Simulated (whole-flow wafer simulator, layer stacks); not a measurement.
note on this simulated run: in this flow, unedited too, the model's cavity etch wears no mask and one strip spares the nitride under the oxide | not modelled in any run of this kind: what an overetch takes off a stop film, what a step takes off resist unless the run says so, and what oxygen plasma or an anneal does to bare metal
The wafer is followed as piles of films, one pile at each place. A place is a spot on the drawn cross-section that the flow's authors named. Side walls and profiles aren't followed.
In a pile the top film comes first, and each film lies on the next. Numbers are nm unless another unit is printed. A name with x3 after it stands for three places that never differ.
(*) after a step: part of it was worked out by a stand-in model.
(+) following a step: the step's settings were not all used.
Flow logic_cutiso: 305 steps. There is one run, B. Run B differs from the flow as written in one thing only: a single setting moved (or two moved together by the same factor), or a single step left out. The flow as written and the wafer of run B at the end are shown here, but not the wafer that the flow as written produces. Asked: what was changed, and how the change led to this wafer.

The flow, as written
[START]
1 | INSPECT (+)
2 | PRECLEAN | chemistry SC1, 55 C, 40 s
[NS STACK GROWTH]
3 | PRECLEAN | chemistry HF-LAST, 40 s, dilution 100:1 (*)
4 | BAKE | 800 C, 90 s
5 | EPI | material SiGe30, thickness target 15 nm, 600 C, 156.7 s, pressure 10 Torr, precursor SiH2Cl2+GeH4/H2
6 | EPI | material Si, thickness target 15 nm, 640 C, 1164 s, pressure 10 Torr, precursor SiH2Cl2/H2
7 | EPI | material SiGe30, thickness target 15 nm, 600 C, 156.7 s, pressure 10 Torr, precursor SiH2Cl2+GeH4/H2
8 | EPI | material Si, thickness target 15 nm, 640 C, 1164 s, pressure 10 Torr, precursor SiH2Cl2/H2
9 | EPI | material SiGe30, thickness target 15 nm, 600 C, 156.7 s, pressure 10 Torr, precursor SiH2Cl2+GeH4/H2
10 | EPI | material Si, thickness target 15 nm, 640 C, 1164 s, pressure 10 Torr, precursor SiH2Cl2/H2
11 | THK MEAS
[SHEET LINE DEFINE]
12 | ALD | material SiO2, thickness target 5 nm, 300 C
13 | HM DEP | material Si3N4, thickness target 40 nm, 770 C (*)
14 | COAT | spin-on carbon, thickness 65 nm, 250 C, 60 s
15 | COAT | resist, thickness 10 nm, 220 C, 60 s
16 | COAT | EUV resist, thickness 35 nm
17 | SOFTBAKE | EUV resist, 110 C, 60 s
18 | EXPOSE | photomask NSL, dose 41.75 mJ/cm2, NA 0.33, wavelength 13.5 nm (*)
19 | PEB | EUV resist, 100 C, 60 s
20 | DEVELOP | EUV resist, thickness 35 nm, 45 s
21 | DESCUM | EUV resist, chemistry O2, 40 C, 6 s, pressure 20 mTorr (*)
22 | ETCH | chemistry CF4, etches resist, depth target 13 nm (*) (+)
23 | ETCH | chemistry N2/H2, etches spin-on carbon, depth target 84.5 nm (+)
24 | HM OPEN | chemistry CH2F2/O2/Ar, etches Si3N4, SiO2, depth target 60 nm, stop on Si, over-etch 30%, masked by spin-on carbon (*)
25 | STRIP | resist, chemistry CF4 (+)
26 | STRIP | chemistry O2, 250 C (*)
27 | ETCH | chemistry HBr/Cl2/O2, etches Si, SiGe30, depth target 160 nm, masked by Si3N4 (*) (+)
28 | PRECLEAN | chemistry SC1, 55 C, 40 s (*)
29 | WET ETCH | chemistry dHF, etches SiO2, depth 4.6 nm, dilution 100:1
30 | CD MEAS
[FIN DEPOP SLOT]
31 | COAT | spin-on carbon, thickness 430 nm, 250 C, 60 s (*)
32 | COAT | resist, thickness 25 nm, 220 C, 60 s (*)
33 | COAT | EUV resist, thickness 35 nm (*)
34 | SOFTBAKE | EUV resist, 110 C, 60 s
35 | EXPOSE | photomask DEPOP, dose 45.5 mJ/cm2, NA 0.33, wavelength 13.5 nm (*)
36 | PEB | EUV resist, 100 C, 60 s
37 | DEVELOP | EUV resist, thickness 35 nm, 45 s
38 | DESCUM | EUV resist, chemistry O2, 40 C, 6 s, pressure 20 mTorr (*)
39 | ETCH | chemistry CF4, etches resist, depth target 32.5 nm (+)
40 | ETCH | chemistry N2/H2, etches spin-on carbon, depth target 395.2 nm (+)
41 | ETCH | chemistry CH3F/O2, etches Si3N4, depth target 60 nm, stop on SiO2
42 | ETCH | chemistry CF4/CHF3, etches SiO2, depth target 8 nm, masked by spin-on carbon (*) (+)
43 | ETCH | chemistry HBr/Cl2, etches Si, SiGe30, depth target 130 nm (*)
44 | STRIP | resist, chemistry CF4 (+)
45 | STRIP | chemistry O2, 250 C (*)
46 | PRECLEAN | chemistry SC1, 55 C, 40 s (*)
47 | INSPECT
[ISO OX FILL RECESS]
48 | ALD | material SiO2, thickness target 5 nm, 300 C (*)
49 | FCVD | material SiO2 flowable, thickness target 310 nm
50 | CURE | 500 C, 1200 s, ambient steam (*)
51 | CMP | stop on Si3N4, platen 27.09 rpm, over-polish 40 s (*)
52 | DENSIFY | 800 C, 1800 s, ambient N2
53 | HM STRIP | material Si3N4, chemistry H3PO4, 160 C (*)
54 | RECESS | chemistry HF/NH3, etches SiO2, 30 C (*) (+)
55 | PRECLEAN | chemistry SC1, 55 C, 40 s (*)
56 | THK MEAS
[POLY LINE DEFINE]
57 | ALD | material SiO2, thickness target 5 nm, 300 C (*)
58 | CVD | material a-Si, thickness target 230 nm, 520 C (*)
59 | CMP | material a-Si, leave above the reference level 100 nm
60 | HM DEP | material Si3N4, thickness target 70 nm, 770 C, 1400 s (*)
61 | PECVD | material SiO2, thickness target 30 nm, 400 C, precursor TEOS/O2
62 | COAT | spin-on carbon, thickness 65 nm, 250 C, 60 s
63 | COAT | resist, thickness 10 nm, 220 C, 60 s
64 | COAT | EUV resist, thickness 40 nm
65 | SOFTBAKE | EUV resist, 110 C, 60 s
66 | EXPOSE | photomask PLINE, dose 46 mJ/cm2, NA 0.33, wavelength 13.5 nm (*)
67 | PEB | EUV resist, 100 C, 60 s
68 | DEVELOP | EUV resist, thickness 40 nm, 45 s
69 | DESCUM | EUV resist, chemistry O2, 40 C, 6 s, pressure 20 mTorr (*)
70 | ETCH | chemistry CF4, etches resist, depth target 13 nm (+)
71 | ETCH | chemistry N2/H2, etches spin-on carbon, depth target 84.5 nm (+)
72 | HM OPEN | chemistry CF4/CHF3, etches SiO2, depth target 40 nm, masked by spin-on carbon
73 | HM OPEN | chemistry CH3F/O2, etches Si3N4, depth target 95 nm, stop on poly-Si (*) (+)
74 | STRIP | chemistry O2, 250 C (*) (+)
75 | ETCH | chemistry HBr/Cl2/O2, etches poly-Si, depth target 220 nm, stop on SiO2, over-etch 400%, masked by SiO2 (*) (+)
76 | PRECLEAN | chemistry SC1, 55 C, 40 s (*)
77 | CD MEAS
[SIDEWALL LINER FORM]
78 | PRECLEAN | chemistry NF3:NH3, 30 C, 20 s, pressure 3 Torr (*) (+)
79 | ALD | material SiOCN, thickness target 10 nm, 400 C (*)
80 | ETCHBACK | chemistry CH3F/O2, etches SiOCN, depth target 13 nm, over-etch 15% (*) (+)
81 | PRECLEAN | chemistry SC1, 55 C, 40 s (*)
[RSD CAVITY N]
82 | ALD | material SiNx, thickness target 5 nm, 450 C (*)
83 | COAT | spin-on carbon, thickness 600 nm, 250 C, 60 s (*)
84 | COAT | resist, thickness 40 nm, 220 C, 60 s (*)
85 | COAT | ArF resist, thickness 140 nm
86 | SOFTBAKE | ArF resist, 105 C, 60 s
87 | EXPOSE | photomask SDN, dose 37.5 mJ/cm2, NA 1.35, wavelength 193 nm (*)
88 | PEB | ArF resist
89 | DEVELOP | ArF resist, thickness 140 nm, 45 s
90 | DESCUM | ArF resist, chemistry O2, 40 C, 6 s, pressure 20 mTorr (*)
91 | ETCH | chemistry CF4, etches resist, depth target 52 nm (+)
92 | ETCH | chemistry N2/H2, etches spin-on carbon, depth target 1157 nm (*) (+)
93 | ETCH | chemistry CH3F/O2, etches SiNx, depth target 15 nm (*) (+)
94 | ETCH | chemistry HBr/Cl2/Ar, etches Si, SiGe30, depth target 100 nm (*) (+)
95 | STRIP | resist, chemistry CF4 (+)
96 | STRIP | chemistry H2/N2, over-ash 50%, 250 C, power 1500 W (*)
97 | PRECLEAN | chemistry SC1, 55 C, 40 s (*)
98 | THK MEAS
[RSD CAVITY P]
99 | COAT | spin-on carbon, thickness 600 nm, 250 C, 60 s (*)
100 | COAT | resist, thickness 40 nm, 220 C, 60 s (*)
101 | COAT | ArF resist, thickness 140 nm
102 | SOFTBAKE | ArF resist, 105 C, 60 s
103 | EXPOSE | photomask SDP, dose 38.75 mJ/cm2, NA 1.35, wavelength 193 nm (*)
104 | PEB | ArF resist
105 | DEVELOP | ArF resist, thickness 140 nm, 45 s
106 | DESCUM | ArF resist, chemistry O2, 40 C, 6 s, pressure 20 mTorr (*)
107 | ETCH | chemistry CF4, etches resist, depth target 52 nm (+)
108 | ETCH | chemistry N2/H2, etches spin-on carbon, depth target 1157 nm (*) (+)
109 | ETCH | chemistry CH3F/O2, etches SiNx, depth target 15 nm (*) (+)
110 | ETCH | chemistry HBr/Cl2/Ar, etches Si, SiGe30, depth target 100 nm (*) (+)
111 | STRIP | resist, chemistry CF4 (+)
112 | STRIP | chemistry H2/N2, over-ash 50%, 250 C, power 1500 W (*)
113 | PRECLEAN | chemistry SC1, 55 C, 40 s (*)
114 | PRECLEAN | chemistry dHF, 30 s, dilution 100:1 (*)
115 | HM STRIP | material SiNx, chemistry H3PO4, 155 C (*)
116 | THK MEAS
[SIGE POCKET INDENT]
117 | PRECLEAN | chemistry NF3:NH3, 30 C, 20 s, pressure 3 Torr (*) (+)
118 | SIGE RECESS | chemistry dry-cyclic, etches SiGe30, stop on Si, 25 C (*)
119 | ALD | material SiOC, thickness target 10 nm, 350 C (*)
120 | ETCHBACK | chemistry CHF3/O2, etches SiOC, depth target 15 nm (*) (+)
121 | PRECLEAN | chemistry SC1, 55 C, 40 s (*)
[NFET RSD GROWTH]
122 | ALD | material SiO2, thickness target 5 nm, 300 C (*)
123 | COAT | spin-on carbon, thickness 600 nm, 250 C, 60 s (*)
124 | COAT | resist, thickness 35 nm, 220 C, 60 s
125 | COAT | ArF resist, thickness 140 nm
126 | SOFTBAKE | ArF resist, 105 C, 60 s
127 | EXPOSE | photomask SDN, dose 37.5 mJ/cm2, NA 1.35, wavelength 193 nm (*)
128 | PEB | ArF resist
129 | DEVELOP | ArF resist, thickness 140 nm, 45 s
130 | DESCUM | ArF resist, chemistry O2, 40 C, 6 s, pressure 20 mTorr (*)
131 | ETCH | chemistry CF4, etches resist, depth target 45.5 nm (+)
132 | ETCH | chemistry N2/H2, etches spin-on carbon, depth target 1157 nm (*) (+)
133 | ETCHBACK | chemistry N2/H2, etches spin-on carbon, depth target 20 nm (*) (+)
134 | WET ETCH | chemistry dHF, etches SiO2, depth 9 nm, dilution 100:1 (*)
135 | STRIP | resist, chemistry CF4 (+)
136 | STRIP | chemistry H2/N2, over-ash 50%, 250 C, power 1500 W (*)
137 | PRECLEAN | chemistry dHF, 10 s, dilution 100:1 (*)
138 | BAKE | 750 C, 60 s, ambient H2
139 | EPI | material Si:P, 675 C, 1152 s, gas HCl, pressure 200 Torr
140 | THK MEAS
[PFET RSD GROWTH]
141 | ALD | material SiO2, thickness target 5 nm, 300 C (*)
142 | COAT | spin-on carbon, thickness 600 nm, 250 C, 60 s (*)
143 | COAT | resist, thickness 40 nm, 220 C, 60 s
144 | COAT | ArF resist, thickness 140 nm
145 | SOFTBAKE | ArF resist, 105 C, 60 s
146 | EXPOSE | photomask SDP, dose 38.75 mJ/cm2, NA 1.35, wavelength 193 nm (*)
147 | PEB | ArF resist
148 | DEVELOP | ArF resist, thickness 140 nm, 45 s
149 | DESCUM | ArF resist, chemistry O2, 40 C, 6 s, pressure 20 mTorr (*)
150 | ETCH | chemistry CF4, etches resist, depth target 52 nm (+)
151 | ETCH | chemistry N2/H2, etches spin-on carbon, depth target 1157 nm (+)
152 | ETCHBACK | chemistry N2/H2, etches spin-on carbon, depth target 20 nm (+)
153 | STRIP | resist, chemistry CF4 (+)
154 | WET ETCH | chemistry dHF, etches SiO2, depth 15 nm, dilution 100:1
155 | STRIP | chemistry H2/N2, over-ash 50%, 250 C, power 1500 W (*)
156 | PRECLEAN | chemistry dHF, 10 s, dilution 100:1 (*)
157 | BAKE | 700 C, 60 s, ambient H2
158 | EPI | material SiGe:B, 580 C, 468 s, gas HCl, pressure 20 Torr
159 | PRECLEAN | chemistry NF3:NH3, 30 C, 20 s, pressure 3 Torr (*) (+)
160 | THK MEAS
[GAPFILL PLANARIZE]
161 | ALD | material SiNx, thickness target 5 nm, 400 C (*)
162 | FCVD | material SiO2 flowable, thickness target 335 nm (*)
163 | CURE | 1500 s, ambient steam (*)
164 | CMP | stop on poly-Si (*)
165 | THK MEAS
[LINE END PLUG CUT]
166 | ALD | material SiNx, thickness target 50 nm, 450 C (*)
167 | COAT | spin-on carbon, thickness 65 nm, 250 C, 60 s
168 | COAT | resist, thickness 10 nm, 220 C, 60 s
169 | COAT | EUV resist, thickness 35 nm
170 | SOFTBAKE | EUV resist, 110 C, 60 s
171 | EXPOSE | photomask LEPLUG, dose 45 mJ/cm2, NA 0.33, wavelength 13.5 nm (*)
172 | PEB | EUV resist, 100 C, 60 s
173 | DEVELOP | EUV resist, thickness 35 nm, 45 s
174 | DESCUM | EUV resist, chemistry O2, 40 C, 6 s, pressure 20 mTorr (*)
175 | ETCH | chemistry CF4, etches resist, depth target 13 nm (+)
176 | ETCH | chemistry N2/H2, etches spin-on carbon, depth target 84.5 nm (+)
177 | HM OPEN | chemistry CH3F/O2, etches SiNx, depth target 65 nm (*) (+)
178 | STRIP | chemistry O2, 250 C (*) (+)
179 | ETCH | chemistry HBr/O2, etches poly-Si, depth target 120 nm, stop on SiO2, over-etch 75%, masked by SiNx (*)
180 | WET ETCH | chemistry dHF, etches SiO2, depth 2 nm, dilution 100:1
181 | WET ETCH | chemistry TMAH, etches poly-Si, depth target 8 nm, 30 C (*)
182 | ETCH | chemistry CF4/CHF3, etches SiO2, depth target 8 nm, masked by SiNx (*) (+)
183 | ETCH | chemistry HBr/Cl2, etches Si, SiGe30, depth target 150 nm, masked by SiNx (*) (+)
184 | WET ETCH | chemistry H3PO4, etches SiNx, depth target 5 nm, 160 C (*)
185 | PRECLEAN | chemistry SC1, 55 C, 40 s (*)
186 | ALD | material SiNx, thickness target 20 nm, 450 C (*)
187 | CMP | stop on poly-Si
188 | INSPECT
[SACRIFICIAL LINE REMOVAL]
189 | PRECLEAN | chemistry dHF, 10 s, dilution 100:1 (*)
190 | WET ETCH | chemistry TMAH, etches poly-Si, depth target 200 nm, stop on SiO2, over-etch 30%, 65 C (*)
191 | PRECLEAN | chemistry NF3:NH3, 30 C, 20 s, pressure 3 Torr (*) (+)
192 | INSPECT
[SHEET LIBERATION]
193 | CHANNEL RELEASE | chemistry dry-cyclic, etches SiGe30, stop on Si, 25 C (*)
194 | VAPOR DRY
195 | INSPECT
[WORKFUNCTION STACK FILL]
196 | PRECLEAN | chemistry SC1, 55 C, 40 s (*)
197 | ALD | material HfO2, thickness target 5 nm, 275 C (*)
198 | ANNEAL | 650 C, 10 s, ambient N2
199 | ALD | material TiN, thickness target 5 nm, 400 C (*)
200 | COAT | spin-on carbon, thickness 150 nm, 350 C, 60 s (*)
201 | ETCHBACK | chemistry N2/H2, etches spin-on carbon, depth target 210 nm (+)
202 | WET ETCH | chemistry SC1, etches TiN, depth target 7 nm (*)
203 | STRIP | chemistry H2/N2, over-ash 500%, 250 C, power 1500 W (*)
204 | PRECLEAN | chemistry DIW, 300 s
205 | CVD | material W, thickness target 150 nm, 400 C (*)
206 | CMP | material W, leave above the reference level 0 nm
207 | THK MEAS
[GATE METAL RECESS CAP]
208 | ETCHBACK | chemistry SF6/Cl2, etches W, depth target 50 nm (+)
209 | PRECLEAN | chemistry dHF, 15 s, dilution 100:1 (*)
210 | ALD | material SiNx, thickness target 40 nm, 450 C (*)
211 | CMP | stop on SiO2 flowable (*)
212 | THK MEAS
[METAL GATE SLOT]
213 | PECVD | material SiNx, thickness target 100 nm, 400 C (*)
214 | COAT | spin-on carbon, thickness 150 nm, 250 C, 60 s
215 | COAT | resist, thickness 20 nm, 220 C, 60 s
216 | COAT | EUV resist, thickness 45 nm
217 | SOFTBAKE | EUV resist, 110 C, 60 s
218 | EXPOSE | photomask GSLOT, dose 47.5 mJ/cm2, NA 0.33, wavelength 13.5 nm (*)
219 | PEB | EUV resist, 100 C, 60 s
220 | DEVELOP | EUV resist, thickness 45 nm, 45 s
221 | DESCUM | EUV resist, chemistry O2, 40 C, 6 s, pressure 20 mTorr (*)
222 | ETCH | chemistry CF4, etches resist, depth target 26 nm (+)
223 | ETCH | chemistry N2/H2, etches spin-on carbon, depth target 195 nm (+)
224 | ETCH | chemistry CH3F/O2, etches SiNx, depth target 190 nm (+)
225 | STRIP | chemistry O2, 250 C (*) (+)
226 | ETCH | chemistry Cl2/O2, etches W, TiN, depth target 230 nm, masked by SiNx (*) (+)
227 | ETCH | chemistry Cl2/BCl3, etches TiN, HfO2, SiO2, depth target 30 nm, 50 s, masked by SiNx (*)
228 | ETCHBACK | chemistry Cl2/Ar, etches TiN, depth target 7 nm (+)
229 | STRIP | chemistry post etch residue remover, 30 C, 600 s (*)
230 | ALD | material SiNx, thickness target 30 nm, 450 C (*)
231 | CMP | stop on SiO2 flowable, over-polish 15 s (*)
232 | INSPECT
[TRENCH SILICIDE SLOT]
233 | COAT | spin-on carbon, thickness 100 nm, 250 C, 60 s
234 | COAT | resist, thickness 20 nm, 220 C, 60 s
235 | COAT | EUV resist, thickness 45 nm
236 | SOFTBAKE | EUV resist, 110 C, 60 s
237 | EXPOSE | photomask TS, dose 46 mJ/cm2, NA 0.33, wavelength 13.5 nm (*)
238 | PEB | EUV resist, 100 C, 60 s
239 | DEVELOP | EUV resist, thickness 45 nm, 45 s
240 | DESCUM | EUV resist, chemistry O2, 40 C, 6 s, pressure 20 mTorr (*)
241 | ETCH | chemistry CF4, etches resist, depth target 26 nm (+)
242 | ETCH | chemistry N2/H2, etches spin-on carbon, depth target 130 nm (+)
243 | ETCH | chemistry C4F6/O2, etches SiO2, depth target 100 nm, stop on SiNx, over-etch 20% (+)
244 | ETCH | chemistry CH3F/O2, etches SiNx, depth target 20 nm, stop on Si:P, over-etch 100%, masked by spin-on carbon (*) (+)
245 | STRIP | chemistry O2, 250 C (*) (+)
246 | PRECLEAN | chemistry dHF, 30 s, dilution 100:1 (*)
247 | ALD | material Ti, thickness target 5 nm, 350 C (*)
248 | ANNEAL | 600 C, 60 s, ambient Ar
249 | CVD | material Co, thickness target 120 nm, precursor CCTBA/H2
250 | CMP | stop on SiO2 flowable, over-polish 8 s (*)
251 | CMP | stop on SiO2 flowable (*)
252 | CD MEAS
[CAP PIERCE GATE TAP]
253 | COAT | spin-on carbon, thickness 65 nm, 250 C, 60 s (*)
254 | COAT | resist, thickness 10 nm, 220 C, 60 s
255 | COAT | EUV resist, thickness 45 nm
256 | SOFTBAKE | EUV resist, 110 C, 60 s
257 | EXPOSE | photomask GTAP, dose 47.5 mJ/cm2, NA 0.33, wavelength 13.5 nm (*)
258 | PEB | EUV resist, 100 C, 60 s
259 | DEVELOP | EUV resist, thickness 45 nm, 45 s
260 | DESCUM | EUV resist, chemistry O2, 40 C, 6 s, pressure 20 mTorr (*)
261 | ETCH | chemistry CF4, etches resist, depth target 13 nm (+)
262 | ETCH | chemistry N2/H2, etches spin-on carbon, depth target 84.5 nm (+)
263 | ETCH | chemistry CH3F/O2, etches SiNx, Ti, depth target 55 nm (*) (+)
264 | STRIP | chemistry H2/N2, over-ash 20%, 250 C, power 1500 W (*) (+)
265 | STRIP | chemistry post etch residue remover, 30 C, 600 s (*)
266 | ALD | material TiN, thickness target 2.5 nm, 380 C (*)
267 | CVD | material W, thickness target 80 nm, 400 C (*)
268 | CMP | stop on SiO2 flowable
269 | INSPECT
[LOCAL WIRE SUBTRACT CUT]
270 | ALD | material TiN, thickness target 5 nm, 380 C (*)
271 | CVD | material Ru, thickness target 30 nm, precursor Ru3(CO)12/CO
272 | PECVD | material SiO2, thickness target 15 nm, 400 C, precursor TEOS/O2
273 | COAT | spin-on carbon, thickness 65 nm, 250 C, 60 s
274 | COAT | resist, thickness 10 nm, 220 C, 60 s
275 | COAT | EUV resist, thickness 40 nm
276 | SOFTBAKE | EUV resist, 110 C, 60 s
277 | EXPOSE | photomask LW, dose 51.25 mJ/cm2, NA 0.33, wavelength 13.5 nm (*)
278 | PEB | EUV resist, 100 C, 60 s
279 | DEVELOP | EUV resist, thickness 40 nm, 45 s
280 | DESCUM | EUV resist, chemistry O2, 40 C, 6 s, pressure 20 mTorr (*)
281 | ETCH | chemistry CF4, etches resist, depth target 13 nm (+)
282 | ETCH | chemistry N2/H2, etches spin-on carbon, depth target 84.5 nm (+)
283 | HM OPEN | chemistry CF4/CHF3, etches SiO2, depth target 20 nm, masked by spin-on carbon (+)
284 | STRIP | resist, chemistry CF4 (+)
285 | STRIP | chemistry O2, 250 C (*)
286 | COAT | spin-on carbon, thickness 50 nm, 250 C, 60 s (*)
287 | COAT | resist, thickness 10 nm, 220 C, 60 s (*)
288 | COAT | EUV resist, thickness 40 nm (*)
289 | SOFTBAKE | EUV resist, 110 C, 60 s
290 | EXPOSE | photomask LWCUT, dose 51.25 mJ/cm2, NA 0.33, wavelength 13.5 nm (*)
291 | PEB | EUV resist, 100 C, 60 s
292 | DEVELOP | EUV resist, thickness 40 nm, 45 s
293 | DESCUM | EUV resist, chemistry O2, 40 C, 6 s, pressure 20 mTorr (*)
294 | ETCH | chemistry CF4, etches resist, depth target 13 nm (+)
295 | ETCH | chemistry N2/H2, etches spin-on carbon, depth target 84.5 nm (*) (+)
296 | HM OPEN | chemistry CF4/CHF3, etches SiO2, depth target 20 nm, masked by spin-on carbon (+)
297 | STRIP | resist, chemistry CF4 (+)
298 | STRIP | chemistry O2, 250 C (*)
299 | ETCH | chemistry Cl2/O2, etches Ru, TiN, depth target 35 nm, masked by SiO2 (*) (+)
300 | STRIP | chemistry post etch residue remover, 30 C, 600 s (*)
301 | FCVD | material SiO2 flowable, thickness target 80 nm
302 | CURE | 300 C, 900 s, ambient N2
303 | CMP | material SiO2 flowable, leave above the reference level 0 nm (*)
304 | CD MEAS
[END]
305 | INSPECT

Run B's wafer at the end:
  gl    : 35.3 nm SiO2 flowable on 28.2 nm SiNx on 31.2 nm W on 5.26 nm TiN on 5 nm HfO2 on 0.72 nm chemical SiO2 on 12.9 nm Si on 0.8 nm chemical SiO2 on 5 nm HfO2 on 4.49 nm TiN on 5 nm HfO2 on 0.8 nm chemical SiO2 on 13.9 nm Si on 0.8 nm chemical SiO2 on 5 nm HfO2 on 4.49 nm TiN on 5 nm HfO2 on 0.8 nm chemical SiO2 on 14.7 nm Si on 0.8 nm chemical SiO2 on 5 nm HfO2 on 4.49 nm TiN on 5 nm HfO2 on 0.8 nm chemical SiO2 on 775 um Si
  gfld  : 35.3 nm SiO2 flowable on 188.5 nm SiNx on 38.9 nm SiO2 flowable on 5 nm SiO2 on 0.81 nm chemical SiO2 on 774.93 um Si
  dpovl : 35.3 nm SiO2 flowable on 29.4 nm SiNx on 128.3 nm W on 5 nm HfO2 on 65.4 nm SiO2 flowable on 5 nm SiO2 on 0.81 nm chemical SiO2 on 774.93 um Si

What caused this: step 6, EPI: 1223 s was run, whereas the flow has 1164 s.

The path from the change to this, step by step:
  6 | EPI | material Si, thickness target 15 nm, 640 C, 1164 s, pressure 10 Torr, precursor SiH2Cl2/H2
      depop, dpovl, gfld and 19 more: +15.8 Si (new film) (as written it would have been: +15 Si (new film))
  27 | ETCH | chemistry HBr/Cl2/O2, etches Si, SiGe30, depth target 160 nm, masked by Si3N4 (*) (+)
      gfld, gxf, iso, lnri: -0.79 chemical SiO2 (all of it), -11.4 Si (all of it), -15 SiGe30 (all of it), -15 Si (all of it), -15 SiGe30 (all of it), -15.8 Si (all of it), -15 SiGe30 (all of it), -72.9 Si (as written it would have been: -0.79 chemical SiO2 (all of it), -11.4 Si (all of it), -15 SiGe30 (all of it), -15 Si (all of it), -15 SiGe30 (all of it), -15 Si (all of it), -15 SiGe30 (all of it), -73.6 Si)
      dpovl, nsgap: -0.79 chemical SiO2 (all of it), -11.8 Si (all of it), -15 SiGe30 (all of it), -15 Si (all of it), -15 SiGe30 (all of it), -15.8 Si (all of it), -15 SiGe30 (all of it), -72.5 Si (as written it would have been: -0.79 chemical SiO2 (all of it), -11.8 Si (all of it), -15 SiGe30 (all of it), -15 Si (all of it), -15 SiGe30 (all of it), -15 Si (all of it), -15 SiGe30 (all of it), -73.2 Si)
      (also at 1 further place)
  43 | ETCH | chemistry HBr/Cl2, etches Si, SiGe30, depth target 130 nm (*)
      depop: -14 Si (all of it), -15 SiGe30 (all of it), -15 Si (all of it), -15 SiGe30 (all of it), -15.8 Si (all of it), -15 SiGe30 (all of it), -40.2 Si (as written it would have been: -14 Si (all of it), -15 SiGe30 (all of it), -15 Si (all of it), -15 SiGe30 (all of it), -15 Si (all of it), -15 SiGe30 (all of it), -41 Si)
  94 | ETCH | chemistry HBr/Cl2/Ar, etches Si, SiGe30, depth target 100 nm (*) (+)
      rsdn, rsdx: -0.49 chemical SiO2 (all of it), -12.8 Si (all of it), -15 SiGe30 (all of it), -15 Si (all of it), -15 SiGe30 (all of it), -15.8 Si (all of it), -15 SiGe30 (all of it), -11.4 Si (as written it would have been: -0.49 chemical SiO2 (all of it), -12.8 Si (all of it), -15 SiGe30 (all of it), -15 Si (all of it), -15 SiGe30 (all of it), -15 Si (all of it), -15 SiGe30 (all of it), -12.2 Si)
  110 | ETCH | chemistry HBr/Cl2/Ar, etches Si, SiGe30, depth target 100 nm (*) (+)
      rsdp, rsdw: -0.49 chemical SiO2 (all of it), -12.8 Si (all of it), -15 SiGe30 (all of it), -15 Si (all of it), -15 SiGe30 (all of it), -15.8 Si (all of it), -15 SiGe30 (all of it), -11.4 Si (as written it would have been: -0.49 chemical SiO2 (all of it), -12.8 Si (all of it), -15 SiGe30 (all of it), -15 Si (all of it), -15 SiGe30 (all of it), -15 Si (all of it), -15 SiGe30 (all of it), -12.2 Si)
  183 | ETCH | chemistry HBr/Cl2, etches Si, SiGe30, depth target 150 nm, masked by SiNx (*) (+)
      plug: -13.6 Si (all of it), -15 SiGe30 (all of it), -15 Si (all of it), -15 SiGe30 (all of it), -15.8 Si (all of it), -15 SiGe30 (all of it), -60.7 Si (as written it would have been: -13.6 Si (all of it), -15 SiGe30 (all of it), -15 Si (all of it), -15 SiGe30 (all of it), -15 Si (all of it), -15 SiGe30 (all of it), -61.4 Si)
